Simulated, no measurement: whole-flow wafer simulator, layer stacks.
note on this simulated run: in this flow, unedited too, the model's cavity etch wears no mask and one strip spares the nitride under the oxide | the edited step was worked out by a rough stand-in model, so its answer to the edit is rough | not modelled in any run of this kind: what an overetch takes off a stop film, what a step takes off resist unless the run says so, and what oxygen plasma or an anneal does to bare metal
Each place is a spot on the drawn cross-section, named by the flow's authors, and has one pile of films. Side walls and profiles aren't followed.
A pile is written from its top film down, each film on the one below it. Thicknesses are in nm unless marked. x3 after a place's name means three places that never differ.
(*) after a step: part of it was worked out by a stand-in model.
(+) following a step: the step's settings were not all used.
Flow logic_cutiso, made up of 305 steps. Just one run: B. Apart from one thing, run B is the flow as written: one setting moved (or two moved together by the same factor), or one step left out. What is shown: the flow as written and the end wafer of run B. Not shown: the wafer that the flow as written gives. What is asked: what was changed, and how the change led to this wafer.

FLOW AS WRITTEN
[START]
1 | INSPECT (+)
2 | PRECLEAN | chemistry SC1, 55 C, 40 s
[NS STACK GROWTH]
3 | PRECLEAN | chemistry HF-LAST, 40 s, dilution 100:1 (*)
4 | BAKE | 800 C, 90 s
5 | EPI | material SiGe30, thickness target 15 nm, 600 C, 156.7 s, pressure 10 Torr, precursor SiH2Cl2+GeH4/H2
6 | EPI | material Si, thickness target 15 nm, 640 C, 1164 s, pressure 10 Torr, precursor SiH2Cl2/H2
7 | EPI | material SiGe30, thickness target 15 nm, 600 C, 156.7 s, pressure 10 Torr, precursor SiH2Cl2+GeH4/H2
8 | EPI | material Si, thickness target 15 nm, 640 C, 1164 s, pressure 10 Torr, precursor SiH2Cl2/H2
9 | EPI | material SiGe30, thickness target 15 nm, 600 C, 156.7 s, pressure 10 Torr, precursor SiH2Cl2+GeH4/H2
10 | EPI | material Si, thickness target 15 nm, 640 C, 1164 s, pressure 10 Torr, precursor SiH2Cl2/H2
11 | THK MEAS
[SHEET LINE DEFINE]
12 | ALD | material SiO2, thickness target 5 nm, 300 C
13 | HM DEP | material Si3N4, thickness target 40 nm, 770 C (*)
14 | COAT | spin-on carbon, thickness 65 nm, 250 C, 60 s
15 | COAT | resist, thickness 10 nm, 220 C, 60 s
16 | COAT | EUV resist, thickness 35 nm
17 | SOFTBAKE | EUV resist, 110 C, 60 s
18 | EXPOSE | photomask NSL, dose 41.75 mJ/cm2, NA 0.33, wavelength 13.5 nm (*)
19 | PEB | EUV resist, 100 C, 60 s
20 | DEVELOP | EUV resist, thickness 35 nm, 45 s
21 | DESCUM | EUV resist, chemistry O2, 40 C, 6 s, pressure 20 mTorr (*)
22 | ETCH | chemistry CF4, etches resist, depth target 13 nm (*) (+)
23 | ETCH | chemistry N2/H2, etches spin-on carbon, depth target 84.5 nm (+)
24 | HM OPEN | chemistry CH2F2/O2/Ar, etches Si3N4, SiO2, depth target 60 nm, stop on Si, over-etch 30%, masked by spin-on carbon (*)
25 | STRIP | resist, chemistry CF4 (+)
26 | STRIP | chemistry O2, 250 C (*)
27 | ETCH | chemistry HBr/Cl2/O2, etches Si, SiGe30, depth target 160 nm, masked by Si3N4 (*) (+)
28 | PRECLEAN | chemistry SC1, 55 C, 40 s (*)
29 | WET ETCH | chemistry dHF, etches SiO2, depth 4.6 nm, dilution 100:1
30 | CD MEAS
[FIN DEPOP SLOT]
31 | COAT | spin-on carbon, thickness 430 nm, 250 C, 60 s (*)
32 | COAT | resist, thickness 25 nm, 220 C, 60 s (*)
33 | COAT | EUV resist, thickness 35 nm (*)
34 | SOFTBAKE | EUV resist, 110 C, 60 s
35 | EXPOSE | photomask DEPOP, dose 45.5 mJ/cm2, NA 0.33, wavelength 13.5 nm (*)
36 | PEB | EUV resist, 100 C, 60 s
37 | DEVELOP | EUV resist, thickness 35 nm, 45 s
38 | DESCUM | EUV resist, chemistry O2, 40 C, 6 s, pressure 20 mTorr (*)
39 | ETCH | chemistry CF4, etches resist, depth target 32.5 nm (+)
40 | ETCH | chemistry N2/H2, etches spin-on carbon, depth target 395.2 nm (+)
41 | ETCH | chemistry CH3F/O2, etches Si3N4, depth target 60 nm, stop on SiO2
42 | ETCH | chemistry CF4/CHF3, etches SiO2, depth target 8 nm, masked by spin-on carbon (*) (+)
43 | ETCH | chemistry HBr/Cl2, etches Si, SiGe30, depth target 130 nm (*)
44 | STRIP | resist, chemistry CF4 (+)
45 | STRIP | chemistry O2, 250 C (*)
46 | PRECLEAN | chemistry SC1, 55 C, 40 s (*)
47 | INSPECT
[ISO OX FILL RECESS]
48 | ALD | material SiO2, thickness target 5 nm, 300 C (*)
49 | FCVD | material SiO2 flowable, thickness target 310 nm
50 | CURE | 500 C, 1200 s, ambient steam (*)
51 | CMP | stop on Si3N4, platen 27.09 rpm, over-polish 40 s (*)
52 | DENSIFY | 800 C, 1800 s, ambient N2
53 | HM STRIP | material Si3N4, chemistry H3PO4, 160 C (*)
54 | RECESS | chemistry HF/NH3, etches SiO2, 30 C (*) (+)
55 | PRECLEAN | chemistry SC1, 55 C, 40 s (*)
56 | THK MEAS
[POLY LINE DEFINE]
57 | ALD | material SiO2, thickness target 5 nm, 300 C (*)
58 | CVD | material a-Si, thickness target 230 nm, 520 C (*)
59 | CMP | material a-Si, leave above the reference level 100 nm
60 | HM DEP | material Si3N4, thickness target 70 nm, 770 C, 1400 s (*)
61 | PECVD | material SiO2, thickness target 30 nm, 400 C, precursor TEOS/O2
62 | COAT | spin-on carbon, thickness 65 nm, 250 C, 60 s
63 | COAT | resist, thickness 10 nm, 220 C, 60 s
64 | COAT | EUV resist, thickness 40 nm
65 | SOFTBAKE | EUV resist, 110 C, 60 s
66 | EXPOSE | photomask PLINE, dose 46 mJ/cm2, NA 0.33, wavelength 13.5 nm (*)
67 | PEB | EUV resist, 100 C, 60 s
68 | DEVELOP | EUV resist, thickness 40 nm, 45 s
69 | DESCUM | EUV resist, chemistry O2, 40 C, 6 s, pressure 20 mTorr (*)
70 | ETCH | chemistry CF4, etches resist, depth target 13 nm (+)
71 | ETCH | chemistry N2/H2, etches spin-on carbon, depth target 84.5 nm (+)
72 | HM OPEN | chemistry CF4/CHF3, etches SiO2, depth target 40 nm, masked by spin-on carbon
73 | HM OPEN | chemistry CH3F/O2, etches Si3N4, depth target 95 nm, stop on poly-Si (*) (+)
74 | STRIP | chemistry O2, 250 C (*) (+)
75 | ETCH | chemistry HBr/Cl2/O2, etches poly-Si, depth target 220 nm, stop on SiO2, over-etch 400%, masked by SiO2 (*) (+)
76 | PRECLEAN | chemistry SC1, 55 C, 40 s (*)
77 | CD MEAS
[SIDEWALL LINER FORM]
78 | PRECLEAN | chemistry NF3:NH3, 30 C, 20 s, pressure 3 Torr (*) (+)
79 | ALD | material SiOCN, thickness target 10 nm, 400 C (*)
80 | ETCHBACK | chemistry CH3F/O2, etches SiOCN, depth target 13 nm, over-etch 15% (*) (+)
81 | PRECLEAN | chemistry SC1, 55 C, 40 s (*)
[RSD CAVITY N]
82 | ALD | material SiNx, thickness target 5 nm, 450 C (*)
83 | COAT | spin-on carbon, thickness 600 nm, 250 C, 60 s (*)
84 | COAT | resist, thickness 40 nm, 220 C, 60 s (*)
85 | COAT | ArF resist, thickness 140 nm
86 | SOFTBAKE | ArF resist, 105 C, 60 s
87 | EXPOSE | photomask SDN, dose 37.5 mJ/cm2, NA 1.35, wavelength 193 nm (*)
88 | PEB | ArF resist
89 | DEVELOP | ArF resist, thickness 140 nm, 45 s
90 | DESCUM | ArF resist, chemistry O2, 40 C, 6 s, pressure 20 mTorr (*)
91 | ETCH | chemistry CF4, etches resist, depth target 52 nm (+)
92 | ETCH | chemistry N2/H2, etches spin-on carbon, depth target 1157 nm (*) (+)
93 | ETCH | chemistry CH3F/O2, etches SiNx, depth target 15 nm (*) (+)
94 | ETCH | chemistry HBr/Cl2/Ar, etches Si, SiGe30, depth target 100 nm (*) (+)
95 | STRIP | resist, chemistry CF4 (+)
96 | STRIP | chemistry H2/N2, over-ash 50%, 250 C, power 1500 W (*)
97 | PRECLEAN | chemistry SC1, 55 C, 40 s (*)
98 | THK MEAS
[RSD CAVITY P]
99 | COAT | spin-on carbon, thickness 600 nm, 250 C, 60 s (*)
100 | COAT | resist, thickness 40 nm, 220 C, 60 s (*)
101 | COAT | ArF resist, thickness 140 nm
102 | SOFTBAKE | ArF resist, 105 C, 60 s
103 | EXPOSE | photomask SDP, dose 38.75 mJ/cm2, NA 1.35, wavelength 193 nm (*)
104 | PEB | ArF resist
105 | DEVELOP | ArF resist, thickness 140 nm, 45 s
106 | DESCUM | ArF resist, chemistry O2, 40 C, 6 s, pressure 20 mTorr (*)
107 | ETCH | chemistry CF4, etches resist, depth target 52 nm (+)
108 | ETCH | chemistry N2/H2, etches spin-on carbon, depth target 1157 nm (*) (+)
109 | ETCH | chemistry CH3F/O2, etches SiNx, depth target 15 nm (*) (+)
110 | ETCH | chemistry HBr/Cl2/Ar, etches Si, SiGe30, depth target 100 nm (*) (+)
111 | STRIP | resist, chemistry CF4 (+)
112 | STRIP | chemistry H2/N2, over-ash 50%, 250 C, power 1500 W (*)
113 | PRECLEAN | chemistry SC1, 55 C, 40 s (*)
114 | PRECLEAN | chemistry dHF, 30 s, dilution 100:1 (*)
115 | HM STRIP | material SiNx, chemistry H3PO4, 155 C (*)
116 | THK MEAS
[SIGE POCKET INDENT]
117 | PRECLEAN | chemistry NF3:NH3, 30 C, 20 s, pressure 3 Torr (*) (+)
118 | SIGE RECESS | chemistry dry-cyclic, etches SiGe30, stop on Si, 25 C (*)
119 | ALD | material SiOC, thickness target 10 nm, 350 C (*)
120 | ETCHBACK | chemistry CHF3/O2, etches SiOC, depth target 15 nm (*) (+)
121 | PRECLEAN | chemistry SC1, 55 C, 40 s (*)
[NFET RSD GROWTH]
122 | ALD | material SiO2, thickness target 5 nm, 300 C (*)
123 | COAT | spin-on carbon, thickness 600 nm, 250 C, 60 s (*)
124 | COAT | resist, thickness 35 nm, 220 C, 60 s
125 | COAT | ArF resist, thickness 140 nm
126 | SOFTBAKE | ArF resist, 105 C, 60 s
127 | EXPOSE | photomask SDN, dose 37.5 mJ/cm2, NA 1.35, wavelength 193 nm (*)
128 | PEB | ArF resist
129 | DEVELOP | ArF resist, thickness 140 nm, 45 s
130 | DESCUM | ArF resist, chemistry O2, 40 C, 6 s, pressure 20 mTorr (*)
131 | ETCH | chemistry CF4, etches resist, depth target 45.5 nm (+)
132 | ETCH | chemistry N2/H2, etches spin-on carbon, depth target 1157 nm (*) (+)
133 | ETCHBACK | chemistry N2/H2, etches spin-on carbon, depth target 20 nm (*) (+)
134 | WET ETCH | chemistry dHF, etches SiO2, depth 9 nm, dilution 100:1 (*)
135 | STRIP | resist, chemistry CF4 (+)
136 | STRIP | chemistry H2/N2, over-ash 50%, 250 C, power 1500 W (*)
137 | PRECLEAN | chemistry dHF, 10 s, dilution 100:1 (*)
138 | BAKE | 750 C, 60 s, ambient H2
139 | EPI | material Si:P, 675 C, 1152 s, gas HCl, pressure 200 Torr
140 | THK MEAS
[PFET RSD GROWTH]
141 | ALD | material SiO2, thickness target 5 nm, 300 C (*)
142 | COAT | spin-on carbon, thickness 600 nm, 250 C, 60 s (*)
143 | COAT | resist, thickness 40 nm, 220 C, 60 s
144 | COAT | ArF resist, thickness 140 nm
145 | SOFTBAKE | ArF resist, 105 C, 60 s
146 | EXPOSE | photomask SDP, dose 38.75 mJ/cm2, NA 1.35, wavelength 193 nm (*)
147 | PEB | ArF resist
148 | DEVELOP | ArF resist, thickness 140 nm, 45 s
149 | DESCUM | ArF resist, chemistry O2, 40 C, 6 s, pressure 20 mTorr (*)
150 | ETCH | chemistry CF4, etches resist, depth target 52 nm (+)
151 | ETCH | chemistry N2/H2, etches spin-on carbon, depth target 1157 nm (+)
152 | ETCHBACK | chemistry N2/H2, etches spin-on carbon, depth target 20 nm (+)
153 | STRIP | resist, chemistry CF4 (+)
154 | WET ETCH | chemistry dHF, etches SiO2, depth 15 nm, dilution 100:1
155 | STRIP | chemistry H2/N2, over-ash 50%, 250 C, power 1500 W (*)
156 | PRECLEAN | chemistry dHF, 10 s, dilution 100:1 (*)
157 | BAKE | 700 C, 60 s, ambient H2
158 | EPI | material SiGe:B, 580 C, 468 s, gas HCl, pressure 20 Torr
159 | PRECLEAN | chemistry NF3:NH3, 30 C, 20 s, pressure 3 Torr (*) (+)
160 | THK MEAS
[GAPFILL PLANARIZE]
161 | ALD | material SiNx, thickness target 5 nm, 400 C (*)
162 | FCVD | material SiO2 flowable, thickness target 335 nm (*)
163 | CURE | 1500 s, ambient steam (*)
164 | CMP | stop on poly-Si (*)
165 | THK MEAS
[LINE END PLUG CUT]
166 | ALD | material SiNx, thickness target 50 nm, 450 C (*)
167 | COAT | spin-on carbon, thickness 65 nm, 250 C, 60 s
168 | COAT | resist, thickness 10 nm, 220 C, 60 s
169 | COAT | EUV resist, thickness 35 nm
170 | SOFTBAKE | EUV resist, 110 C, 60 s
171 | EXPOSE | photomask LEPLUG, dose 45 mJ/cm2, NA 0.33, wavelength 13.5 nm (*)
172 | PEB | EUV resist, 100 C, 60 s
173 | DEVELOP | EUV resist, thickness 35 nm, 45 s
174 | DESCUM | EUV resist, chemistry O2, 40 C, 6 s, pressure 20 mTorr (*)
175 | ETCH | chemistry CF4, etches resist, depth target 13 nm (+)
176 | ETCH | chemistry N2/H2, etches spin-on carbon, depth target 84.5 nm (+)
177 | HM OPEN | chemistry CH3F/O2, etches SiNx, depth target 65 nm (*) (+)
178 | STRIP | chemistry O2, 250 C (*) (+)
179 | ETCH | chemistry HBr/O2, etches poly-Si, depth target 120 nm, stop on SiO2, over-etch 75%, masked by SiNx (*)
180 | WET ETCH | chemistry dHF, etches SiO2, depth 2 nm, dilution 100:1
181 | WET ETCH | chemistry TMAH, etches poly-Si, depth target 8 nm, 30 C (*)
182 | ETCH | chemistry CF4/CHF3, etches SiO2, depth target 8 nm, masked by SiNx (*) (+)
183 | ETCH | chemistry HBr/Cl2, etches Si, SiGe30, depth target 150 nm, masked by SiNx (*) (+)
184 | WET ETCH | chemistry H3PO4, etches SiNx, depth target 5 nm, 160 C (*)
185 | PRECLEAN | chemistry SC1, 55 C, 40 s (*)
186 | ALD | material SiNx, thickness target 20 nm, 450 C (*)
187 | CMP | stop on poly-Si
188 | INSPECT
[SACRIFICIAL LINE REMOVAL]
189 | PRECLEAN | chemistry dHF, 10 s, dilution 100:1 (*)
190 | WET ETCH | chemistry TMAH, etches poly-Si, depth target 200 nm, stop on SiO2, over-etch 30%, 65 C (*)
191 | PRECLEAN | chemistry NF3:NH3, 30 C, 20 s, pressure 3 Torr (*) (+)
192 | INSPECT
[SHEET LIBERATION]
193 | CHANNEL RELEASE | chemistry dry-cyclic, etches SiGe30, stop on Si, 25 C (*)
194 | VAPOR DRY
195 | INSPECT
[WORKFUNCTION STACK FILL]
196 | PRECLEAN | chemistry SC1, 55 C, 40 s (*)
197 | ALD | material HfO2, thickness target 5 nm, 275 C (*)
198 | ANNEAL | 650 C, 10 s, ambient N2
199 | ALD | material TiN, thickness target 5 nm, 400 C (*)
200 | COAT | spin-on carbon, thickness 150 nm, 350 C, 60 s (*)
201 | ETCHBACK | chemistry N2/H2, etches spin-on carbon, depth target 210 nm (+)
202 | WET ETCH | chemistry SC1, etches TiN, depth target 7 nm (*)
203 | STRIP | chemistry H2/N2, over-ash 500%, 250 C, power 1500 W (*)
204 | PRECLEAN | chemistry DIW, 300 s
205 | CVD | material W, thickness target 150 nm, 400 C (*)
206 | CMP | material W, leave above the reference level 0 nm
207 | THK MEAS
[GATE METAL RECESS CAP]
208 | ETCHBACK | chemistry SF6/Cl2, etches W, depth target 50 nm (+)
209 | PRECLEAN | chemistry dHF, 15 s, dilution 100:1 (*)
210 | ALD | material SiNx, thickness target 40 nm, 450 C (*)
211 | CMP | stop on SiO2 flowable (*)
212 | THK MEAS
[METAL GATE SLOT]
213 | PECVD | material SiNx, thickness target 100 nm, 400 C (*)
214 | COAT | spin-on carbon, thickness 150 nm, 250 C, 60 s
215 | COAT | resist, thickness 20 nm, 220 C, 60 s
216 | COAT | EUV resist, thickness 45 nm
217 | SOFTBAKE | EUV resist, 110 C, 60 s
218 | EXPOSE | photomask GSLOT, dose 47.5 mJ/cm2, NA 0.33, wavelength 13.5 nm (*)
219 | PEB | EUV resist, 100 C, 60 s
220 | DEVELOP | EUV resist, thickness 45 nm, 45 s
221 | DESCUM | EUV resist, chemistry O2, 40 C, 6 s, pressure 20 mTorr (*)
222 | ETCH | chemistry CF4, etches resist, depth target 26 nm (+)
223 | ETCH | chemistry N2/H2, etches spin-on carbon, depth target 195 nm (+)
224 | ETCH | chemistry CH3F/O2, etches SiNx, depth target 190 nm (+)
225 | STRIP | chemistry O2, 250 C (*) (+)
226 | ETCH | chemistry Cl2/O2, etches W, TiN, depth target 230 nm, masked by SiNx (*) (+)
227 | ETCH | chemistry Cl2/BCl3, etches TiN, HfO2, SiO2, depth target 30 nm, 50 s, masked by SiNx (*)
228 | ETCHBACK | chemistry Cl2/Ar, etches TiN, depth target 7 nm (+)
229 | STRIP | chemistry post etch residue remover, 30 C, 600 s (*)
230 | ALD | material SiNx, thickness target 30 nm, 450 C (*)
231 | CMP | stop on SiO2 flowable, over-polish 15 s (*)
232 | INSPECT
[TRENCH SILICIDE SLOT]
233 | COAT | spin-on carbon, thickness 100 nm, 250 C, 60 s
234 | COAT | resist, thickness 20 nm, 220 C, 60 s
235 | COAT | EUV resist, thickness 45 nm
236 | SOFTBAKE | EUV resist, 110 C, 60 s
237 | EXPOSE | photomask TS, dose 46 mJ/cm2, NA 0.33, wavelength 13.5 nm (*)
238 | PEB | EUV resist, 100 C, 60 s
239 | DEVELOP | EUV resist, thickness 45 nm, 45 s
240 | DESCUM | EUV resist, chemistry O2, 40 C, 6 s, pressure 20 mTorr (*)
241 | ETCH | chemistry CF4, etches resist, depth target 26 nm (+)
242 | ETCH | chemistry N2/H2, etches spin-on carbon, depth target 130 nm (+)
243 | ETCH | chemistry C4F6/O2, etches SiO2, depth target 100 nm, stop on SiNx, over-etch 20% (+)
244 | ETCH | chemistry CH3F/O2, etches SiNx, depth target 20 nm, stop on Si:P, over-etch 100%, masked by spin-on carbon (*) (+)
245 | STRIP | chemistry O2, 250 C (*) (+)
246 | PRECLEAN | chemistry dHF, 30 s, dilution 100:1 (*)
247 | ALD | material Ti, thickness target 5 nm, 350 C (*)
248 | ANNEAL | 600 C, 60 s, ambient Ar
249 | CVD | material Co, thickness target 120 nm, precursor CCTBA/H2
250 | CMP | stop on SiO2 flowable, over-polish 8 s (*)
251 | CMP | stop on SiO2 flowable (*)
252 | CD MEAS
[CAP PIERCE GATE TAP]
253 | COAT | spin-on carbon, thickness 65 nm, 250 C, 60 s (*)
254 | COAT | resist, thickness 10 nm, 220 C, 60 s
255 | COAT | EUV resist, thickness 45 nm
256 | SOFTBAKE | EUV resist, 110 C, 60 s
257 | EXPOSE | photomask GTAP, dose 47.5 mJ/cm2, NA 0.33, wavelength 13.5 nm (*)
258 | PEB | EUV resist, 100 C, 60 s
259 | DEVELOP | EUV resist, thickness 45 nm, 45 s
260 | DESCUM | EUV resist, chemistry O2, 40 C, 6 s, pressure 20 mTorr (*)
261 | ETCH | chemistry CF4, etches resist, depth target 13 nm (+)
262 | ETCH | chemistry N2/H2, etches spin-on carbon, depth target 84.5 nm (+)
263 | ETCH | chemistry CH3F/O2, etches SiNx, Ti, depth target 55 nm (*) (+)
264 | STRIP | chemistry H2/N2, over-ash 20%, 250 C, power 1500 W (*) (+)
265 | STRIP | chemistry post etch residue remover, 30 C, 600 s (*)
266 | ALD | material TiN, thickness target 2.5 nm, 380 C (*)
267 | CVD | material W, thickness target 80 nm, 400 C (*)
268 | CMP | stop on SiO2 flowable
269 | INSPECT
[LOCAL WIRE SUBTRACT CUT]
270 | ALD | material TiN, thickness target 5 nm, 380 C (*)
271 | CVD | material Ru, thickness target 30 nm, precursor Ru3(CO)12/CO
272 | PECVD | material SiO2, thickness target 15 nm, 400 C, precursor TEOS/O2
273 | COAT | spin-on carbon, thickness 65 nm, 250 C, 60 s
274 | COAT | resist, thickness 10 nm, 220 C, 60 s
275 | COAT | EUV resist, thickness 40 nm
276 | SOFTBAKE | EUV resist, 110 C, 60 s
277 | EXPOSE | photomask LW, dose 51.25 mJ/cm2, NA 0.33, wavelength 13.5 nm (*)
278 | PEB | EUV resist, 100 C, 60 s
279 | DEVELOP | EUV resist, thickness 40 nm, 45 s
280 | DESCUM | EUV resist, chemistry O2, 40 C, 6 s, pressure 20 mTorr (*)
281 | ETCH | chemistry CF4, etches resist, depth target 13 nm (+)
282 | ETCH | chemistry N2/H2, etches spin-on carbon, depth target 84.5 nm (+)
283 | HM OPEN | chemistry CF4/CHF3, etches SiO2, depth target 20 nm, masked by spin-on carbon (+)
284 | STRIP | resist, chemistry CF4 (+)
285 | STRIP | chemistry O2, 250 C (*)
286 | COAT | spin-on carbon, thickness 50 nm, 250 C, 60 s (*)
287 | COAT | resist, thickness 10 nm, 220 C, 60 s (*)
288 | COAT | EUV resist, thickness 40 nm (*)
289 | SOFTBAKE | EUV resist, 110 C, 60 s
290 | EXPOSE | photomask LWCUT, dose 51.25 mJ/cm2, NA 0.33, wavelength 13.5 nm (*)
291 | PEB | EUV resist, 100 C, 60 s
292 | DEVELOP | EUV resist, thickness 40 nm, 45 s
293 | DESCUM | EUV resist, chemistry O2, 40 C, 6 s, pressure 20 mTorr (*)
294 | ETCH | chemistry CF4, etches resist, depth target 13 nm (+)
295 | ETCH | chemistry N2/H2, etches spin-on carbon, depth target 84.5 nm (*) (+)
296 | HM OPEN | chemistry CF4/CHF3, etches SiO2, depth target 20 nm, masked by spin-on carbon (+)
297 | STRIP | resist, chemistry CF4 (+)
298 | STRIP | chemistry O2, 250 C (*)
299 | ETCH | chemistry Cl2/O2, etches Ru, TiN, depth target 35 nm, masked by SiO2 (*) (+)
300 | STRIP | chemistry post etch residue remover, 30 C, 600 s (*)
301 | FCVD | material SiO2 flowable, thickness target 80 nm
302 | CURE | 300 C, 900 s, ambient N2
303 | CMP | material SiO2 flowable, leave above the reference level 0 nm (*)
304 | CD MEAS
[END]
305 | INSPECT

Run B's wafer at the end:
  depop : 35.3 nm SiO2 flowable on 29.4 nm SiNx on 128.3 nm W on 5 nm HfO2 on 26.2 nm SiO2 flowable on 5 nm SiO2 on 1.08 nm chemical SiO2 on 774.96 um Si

The reason: step 43, ETCH: depth target 123.5 nm was run, while the flow as written has depth target 130 nm.

Step by step, how the change led to this:
  43 | ETCH | chemistry HBr/Cl2, etches Si, SiGe30, depth target 130 nm (*)
      dpovl, gl, glp and 16 more: spin-on carbon loses 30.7 (as written it would have been: spin-on carbon loses 32)
      depop: Si loses 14 (all of it), SiGe30 loses 15 (all of it), Si loses 15 (all of it), SiGe30 loses 15 (all of it), Si loses 15 (all of it), SiGe30 loses 15 (all of it), Si loses 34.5 (as written it would have been: Si loses 14 (all of it), SiGe30 loses 15 (all of it), Si loses 15 (all of it), SiGe30 loses 15 (all of it), Si loses 15 (all of it), SiGe30 loses 15 (all of it), Si loses 41)
      (also at 2 further places)
  45 | STRIP | chemistry O2, 250 C (*)
      dpovl: chemical SiO2 gains 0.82 (new film), spin-on carbon loses 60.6 (all of it), Si loses 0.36 (as written it would have been: chemical SiO2 gains 0.82 (new film), spin-on carbon loses 59.3 (all of it), Si loses 0.36)
